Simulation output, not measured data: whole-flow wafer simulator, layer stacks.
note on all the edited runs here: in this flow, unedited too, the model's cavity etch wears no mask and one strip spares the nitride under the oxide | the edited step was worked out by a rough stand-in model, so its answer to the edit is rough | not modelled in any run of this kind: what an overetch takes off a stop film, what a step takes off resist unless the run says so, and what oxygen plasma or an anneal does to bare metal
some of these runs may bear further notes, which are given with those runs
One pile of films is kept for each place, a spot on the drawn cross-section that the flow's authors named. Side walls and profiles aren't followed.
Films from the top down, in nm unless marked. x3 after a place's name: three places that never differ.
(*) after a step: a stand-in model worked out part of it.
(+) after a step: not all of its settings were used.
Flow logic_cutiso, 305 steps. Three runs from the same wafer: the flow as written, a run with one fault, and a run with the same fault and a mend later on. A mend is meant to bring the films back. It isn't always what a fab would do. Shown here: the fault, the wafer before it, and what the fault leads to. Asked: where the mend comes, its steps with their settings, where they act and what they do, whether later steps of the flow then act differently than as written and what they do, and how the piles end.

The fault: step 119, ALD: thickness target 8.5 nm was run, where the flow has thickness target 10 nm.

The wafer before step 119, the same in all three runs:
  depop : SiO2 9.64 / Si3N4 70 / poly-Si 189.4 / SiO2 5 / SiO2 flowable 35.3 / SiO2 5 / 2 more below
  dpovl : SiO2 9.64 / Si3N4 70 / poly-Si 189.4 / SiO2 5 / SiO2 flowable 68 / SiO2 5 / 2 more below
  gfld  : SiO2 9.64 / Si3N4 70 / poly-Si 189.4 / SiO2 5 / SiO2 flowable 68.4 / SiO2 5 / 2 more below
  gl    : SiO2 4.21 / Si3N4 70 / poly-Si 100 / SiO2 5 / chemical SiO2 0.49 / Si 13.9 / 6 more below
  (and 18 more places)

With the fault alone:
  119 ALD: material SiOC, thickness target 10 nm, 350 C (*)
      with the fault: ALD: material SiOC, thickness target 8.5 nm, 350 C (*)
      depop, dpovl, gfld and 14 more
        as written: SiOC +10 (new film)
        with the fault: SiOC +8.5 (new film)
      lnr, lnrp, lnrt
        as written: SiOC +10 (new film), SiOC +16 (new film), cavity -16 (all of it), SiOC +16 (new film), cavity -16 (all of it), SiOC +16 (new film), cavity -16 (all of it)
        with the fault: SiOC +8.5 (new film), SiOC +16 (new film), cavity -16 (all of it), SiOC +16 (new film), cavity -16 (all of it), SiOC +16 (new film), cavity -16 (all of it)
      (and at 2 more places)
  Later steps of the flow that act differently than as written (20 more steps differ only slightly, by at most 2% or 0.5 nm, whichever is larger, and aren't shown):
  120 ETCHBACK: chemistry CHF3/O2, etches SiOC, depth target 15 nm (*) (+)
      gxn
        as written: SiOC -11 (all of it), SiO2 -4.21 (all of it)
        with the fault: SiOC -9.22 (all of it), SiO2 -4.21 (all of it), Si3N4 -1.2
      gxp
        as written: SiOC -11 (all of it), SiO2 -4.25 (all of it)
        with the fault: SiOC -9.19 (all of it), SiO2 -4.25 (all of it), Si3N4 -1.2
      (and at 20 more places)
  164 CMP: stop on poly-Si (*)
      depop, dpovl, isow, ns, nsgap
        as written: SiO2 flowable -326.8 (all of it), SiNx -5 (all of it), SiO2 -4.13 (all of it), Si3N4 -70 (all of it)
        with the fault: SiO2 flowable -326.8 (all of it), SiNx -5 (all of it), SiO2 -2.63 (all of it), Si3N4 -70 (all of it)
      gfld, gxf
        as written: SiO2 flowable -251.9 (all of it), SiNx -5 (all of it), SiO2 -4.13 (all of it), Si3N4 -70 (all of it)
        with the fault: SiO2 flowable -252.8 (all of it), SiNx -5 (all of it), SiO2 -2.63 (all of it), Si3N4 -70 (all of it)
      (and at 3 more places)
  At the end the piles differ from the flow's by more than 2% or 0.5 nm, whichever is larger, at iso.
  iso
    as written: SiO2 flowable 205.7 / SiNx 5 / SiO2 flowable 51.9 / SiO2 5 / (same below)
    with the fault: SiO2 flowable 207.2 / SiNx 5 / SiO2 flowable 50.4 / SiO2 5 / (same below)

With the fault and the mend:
  The mend comes after step 119.
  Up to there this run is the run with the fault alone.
  119a ALD: material SiOC, thickness target 1.5 nm, 350 C (*) (the flow's step 119 once more, with other settings)
      depop, dpovl, gfld and 19 more
        SiOC +1.5
  No later step of the flow acts differently than as written, at any place that is followed, by more than 2% or 0.5 nm, whichever is larger.
  At the end the piles are the same as the flow's at every place that both follow.
